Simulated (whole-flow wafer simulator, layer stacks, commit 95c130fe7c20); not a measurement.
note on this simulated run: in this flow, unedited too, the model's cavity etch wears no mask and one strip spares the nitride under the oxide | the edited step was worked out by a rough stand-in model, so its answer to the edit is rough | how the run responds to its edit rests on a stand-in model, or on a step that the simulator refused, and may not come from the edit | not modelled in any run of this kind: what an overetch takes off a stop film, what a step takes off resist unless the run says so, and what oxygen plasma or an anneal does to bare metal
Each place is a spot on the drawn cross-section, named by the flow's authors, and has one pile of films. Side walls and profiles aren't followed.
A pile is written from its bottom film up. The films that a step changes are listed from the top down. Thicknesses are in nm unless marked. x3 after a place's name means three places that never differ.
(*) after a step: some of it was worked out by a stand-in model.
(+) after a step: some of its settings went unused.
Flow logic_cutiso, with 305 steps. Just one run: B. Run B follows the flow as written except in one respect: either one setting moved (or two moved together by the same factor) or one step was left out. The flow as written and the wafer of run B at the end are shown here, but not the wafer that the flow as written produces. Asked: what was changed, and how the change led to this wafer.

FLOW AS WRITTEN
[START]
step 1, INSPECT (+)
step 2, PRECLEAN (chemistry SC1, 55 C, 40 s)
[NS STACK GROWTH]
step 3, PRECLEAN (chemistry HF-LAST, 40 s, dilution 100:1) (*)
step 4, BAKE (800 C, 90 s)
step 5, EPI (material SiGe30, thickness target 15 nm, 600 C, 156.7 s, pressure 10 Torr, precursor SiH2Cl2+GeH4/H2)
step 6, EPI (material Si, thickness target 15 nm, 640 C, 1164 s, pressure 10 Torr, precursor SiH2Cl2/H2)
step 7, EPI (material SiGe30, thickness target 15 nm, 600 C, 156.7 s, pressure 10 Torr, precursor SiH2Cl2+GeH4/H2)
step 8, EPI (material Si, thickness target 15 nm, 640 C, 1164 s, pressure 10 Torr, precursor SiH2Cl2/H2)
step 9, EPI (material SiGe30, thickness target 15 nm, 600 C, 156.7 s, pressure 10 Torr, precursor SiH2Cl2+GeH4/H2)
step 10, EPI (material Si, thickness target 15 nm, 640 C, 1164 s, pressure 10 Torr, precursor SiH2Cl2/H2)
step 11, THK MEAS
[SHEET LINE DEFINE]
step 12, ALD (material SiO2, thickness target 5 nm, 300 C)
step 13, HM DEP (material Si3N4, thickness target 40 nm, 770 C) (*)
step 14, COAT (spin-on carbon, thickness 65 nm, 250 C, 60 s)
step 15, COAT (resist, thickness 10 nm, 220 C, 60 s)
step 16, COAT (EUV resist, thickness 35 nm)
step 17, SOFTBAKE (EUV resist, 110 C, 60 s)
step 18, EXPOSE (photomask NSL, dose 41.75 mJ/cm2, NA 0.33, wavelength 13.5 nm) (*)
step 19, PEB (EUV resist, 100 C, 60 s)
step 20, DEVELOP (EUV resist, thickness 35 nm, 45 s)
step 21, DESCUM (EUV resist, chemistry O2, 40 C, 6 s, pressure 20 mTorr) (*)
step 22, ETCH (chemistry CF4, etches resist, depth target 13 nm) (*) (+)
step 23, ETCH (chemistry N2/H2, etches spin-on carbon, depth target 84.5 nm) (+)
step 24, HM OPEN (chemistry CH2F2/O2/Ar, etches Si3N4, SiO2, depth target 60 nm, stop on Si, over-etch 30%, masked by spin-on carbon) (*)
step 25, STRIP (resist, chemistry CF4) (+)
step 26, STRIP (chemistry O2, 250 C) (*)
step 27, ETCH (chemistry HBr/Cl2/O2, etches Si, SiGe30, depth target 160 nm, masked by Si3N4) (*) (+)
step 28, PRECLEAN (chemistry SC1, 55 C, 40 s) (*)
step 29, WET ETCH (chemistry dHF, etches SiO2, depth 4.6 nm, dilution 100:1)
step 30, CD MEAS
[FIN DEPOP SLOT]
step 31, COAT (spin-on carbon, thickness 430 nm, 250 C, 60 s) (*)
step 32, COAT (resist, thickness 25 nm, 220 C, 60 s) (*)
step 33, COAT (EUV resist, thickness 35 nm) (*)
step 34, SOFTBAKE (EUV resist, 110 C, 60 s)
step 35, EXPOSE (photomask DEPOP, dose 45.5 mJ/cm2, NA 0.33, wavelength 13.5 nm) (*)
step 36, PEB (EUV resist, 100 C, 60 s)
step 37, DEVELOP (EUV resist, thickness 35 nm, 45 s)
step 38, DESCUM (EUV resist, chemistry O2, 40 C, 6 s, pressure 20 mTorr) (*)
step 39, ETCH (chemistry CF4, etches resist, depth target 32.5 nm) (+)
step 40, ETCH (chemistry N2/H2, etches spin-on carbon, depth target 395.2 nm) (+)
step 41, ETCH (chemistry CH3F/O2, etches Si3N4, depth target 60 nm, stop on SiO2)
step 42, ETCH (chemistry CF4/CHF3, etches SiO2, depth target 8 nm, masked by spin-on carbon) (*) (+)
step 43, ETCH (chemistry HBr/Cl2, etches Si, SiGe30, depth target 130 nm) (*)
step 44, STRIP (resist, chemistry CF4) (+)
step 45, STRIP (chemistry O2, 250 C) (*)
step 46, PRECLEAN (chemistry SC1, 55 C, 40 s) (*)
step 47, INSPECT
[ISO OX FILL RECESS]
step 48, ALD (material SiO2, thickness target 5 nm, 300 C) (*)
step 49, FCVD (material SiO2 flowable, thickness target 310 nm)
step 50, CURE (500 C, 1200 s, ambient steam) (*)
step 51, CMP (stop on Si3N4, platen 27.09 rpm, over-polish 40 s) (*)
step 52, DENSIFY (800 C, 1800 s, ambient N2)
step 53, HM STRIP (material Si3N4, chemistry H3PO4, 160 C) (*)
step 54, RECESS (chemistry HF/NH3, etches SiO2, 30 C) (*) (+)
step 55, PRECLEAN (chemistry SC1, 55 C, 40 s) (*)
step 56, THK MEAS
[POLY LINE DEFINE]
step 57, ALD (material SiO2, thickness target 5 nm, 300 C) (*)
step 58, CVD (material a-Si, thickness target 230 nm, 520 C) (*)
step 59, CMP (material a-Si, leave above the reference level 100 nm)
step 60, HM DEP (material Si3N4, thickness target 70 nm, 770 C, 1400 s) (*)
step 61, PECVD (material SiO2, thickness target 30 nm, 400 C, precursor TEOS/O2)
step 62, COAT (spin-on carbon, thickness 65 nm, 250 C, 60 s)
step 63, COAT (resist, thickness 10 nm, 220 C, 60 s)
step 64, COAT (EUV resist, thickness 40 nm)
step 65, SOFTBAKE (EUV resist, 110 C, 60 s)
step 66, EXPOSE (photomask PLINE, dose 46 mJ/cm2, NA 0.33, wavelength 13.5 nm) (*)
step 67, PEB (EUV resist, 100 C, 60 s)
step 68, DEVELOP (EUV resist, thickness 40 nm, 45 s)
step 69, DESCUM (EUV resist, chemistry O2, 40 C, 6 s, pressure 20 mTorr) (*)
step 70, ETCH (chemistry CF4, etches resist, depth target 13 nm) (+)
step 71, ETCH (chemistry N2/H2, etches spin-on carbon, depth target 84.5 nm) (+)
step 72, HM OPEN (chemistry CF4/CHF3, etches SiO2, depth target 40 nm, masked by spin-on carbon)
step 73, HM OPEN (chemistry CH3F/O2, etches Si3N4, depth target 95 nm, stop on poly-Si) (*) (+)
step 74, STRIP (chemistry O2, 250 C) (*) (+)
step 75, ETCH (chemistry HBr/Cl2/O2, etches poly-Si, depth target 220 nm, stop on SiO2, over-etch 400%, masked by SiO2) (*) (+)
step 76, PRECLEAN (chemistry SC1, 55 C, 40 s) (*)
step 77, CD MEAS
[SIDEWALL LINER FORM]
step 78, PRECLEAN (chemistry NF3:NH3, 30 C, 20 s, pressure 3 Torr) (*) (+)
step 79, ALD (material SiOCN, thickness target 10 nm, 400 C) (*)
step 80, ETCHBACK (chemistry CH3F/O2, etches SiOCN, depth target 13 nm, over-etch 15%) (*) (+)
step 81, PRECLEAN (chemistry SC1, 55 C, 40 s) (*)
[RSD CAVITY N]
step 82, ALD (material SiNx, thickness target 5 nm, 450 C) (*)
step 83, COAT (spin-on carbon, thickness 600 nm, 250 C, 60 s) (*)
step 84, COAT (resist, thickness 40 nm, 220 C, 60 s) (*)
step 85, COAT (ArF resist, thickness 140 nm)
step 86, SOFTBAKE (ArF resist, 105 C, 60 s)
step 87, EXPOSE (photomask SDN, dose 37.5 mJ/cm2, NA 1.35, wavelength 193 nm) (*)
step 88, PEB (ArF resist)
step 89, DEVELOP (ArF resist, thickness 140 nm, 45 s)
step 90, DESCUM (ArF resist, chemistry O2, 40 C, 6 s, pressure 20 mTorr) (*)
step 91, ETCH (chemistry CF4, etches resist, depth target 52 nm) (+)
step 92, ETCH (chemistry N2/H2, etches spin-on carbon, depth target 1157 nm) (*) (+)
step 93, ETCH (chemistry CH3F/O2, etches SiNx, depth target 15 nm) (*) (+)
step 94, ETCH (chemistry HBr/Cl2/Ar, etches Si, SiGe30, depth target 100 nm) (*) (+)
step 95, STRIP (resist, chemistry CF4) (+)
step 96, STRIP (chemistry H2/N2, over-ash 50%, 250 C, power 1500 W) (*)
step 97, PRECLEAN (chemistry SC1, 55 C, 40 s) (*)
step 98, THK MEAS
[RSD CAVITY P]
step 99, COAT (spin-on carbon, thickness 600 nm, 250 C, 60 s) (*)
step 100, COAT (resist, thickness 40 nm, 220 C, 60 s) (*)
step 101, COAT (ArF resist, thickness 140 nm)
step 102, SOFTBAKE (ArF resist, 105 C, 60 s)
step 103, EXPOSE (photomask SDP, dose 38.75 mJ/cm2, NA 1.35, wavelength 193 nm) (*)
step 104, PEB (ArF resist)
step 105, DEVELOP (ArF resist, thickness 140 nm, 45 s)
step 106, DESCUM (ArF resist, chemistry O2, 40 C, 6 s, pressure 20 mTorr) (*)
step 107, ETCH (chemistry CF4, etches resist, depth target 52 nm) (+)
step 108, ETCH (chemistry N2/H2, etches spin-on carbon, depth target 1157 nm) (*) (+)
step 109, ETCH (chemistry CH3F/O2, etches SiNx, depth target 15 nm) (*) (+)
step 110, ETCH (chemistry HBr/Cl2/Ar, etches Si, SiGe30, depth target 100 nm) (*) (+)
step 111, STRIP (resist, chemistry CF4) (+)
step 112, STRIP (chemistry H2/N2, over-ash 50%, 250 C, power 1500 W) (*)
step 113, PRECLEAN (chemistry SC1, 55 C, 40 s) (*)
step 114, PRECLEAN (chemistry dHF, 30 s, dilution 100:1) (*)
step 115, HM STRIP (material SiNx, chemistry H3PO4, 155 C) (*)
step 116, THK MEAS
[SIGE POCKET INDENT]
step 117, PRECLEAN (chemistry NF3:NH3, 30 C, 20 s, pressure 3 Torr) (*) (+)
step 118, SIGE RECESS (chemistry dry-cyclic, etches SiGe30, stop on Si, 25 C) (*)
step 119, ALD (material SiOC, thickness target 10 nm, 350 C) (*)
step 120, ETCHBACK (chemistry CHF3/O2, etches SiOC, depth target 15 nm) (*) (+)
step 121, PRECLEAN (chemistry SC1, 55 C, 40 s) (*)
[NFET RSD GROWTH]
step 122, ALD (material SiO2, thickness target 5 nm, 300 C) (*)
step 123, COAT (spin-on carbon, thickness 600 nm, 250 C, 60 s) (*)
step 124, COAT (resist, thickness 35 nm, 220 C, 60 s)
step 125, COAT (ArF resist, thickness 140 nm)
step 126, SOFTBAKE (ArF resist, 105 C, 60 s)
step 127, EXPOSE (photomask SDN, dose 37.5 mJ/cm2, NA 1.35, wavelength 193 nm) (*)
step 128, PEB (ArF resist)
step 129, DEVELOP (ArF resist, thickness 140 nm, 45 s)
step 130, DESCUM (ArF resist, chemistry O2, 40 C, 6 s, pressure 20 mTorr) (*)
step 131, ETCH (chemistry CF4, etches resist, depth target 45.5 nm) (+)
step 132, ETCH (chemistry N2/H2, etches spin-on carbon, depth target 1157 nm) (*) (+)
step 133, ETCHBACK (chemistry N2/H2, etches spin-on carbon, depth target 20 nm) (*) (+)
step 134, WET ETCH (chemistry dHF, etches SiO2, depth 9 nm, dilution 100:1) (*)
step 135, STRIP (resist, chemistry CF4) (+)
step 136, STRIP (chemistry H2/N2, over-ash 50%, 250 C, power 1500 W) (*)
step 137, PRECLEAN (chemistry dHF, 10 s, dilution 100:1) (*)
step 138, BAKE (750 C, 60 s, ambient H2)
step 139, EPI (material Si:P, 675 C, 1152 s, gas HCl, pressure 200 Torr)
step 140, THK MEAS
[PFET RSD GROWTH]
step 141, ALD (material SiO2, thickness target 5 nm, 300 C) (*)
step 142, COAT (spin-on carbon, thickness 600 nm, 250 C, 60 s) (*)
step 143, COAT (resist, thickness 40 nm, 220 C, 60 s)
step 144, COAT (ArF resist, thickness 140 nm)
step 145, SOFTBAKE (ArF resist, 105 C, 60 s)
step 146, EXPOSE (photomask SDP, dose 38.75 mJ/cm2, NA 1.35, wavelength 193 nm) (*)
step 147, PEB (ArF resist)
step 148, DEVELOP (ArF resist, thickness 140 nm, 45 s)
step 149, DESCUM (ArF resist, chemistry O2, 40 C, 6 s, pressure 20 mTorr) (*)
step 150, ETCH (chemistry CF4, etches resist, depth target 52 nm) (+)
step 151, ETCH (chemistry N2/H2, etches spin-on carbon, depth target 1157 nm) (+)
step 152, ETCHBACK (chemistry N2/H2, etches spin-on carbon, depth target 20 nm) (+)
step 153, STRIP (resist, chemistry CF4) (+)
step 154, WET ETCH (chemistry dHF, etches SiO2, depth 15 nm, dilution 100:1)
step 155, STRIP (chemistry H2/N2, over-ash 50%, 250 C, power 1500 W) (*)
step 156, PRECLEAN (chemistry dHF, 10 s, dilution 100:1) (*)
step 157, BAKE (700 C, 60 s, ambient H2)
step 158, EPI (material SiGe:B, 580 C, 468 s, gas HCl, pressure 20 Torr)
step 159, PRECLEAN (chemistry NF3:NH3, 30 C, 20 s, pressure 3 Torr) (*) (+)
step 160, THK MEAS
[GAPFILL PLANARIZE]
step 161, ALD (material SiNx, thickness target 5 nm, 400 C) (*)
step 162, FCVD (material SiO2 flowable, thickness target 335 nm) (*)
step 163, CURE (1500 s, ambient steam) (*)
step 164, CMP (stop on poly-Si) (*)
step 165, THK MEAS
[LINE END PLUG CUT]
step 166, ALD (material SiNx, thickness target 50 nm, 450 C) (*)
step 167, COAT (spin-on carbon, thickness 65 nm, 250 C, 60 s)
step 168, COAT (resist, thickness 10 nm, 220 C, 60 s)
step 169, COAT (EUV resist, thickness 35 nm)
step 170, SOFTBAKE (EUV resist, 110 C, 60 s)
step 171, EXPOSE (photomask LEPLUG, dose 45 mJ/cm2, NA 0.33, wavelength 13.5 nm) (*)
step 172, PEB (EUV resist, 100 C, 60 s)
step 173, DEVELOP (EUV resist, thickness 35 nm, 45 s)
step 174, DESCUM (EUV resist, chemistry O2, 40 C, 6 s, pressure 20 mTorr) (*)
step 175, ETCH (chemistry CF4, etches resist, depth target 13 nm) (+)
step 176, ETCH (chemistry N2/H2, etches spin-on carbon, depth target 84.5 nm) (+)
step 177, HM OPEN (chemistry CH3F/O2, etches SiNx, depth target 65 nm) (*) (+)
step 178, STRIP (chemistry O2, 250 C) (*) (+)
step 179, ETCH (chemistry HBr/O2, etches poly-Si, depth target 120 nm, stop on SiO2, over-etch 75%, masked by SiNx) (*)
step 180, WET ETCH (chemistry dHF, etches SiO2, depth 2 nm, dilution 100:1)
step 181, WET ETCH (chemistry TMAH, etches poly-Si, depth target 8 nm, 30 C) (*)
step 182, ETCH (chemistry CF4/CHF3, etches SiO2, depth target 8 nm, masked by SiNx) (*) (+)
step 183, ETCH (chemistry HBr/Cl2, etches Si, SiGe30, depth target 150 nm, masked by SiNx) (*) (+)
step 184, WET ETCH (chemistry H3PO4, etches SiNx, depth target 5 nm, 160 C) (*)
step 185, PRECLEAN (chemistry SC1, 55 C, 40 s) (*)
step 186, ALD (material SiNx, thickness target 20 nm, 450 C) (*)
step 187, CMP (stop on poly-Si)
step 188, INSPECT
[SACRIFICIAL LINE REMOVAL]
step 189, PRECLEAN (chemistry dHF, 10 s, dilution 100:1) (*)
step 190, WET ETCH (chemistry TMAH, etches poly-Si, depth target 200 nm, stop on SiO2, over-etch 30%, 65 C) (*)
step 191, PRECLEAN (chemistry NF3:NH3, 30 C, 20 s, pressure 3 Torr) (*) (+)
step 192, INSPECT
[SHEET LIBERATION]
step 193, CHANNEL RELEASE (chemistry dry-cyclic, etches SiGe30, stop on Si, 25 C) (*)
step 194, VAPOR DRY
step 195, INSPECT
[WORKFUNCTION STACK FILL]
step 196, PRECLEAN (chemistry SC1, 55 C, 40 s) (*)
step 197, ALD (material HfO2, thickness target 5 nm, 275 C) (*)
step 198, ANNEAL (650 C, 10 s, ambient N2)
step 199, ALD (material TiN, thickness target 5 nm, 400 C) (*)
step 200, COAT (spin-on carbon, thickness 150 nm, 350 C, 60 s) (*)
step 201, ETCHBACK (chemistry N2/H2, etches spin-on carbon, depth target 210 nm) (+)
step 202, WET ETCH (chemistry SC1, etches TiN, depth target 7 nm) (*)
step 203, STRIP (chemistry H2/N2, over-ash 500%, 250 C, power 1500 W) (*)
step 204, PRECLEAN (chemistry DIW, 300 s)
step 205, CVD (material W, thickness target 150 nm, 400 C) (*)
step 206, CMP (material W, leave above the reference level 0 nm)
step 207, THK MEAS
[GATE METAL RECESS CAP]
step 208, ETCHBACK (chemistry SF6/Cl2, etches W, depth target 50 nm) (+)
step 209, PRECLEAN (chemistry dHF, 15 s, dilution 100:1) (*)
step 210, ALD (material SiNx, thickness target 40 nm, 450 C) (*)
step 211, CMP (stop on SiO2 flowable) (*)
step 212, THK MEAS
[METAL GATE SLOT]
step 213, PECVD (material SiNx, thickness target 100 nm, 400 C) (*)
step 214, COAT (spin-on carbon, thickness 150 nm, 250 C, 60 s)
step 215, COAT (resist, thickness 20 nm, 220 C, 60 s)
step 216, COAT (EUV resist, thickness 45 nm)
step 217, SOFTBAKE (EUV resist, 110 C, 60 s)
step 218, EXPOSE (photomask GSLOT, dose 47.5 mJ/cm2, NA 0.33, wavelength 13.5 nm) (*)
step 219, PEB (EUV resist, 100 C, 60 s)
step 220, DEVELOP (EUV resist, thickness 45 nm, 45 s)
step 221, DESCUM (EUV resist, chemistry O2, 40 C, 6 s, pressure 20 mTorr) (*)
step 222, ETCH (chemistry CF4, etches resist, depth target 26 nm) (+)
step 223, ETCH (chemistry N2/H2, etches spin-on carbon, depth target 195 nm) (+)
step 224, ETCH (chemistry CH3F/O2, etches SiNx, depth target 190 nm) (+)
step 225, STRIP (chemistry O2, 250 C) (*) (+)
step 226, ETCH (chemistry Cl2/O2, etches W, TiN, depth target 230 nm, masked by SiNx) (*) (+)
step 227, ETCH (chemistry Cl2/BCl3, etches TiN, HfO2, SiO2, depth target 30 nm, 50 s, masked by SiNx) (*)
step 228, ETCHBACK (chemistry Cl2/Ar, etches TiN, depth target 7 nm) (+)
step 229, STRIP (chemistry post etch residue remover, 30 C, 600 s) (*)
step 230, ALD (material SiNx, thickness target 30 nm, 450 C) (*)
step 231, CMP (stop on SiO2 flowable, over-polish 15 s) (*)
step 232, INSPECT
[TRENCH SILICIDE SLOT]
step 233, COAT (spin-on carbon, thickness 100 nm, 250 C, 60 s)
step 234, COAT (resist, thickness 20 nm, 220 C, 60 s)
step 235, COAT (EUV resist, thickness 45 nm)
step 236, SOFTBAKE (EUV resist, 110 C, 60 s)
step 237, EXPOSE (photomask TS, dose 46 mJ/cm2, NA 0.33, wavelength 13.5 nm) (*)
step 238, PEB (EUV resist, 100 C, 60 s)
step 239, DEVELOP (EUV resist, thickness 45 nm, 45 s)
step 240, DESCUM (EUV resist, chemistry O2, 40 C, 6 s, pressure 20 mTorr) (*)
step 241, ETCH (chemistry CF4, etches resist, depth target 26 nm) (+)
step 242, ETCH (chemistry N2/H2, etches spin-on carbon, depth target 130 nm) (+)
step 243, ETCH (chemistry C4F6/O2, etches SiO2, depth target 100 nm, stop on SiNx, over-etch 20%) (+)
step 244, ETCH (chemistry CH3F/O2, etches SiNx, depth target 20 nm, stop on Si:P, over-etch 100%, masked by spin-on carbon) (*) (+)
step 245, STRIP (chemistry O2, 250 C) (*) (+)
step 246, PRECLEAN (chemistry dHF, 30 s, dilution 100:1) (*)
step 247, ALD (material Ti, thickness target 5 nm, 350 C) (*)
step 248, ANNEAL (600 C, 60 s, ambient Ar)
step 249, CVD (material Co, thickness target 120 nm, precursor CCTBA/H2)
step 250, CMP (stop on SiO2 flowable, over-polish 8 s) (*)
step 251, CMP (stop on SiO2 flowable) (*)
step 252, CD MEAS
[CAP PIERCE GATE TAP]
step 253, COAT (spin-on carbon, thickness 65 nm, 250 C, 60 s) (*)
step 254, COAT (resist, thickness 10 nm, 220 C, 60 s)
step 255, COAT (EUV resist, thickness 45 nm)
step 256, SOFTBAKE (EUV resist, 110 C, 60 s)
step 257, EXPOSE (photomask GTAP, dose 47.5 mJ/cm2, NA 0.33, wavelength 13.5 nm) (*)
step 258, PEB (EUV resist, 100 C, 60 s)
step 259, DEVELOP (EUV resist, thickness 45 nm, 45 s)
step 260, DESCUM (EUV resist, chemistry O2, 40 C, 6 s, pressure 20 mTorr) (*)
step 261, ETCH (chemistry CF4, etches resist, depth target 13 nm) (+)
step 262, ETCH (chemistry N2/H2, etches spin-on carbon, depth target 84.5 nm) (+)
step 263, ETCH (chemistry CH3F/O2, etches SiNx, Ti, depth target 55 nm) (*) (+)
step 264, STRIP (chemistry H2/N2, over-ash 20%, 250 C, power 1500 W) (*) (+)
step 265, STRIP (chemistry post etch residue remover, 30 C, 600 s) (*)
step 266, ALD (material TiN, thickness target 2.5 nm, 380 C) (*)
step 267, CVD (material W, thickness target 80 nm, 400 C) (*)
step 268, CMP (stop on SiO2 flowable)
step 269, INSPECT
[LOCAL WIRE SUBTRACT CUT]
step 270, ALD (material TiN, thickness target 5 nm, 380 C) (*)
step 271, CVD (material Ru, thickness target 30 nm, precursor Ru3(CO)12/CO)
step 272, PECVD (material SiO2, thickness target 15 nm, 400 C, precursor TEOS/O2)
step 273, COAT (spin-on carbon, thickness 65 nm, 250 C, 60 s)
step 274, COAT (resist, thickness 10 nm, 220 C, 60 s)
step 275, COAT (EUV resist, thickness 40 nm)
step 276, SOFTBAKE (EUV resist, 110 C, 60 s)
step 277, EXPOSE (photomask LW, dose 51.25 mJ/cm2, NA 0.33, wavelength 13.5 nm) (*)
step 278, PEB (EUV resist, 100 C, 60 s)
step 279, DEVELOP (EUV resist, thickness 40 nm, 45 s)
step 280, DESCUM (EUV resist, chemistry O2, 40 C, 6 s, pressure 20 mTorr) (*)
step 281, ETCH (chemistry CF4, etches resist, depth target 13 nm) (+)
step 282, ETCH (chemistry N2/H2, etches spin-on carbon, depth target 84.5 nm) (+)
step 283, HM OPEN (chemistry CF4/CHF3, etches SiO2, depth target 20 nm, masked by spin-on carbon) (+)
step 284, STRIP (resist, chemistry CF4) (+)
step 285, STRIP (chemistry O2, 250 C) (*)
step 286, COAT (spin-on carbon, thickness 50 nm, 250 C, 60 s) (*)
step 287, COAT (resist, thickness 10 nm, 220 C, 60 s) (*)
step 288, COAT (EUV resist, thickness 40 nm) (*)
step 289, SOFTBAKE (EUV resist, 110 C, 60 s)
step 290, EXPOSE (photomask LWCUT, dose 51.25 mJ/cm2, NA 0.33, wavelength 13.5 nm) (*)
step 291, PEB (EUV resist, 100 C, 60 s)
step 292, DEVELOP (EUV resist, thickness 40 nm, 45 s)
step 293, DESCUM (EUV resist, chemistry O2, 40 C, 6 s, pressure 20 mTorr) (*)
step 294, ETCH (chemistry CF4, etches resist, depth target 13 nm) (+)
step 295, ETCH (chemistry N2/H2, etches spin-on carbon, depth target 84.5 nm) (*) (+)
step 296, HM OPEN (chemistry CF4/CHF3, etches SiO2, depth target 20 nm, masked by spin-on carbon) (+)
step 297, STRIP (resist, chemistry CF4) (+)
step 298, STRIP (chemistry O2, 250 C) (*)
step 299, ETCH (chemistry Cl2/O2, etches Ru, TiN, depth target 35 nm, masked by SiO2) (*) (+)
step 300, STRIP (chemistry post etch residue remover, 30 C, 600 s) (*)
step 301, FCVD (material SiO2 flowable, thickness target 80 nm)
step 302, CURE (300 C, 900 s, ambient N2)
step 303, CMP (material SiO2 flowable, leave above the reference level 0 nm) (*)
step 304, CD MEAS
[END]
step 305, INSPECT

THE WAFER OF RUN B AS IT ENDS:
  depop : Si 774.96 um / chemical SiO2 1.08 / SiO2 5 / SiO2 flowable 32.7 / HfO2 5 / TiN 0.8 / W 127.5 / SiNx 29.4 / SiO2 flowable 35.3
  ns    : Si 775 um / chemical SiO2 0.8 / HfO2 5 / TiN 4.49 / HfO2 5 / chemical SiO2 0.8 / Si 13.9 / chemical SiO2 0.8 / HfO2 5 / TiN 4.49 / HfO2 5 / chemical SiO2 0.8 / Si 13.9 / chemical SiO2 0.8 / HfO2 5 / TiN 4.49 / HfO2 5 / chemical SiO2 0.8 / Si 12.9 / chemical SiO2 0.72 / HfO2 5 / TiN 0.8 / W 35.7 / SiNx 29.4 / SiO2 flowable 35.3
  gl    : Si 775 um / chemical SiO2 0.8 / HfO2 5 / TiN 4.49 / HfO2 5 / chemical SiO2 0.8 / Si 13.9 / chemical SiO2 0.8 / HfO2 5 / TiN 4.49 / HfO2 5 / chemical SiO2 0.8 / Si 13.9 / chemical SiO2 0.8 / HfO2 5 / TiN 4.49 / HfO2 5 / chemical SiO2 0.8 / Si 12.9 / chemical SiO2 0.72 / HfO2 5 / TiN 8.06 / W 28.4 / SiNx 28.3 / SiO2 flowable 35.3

The reason: step 199, ALD: thickness target 7.8 nm was run, while the flow as written has thickness target 5 nm.

How this came from the change, step by step:
  step 199, ALD (material TiN, thickness target 5 nm, 400 C) (*)
      depop, dpovl, iso and 11 more: TiN gains 7.8 (new film) (in the flow as written it would be: TiN gains 5 (new film))
      gl, glp, tap: TiN gains 8.06 (new film), TiN gains 4.49 (new film), cavity loses 4.49 (all of it), TiN gains 4.49 (new film), cavity loses 4.49 (all of it), TiN gains 4.49 (new film), cavity loses 4.49 (all of it) (in the flow as written it would be: TiN gains 5.26 (new film), TiN gains 4.49 (new film), cavity loses 4.49 (all of it), TiN gains 4.49 (new film), cavity loses 4.49 (all of it), TiN gains 4.49 (new film), cavity loses 4.49 (all of it))
      (also at 5 further places)
  step 200, COAT (spin-on carbon, thickness 150 nm, 350 C, 60 s) (*)
      gl, glp: spin-on carbon gains 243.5 (new film) (in the flow as written it would be: spin-on carbon gains 236.9 (new film))
      gxn, gxp: spin-on carbon gains 243.7 (new film) (in the flow as written it would be: spin-on carbon gains 236.9 (new film))
      (also at 18 further places)
  step 201, ETCHBACK (chemistry N2/H2, etches spin-on carbon, depth target 210 nm) (+)
      lnr, lnrp: spin-on carbon loses 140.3 (all of it) (in the flow as written it would be: spin-on carbon loses 133.9 (all of it))
      rsdp, rsdx: spin-on carbon loses 152.3 (all of it) (in the flow as written it would be: spin-on carbon loses 145.6 (all of it))
      (also at 11 further places)
  step 202, WET ETCH (chemistry SC1, etches TiN, depth target 7 nm) (*)
      depop, dpovl, iso and 12 more: TiN loses 7 (in the flow as written it would be: TiN loses 5 (all of it))
  step 203, STRIP (chemistry H2/N2, over-ash 500%, 250 C, power 1500 W) (*)
      gl, glp: spin-on carbon loses 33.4 (all of it) (in the flow as written it would be: spin-on carbon loses 26.7 (all of it))
      gxn, gxp: spin-on carbon loses 33.5 (all of it) (in the flow as written it would be: spin-on carbon loses 26.8 (all of it))
      (also at 3 further places)
  step 205, CVD (material W, thickness target 150 nm, 400 C) (*)
      gxf: W gains 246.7 (new film) (in the flow as written it would be: W gains 337.8 (new film))
  step 206, CMP (material W, leave above the reference level 0 nm)
      lnr, lnri, lnrp, lnrt: W loses 150 (all of it), TiN loses 0.8 (all of it), HfO2 loses 5 (all of it), SiOCN loses 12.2 (in the flow as written it would be: W loses 150 (all of it), HfO2 loses 5 (all of it), SiOCN loses 12.2)
      rsdn, rsdp, rsdw, rsdx: W loses 162.2 (all of it), TiN loses 0.8 (all of it), HfO2 loses 5 (all of it) (in the flow as written it would be: W loses 162.2 (all of it), HfO2 loses 5 (all of it))
      (also at 2 further places)
  step 226, ETCH (chemistry Cl2/O2, etches W, TiN, depth target 230 nm, masked by SiNx) (*) (+)
      gfld: W loses 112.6 (all of it), TiN loses 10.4 (all of it), HfO2 loses 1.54 (in the flow as written it would be: W loses 115.4 (all of it), TiN loses 7.64 (all of it), HfO2 loses 1.54)
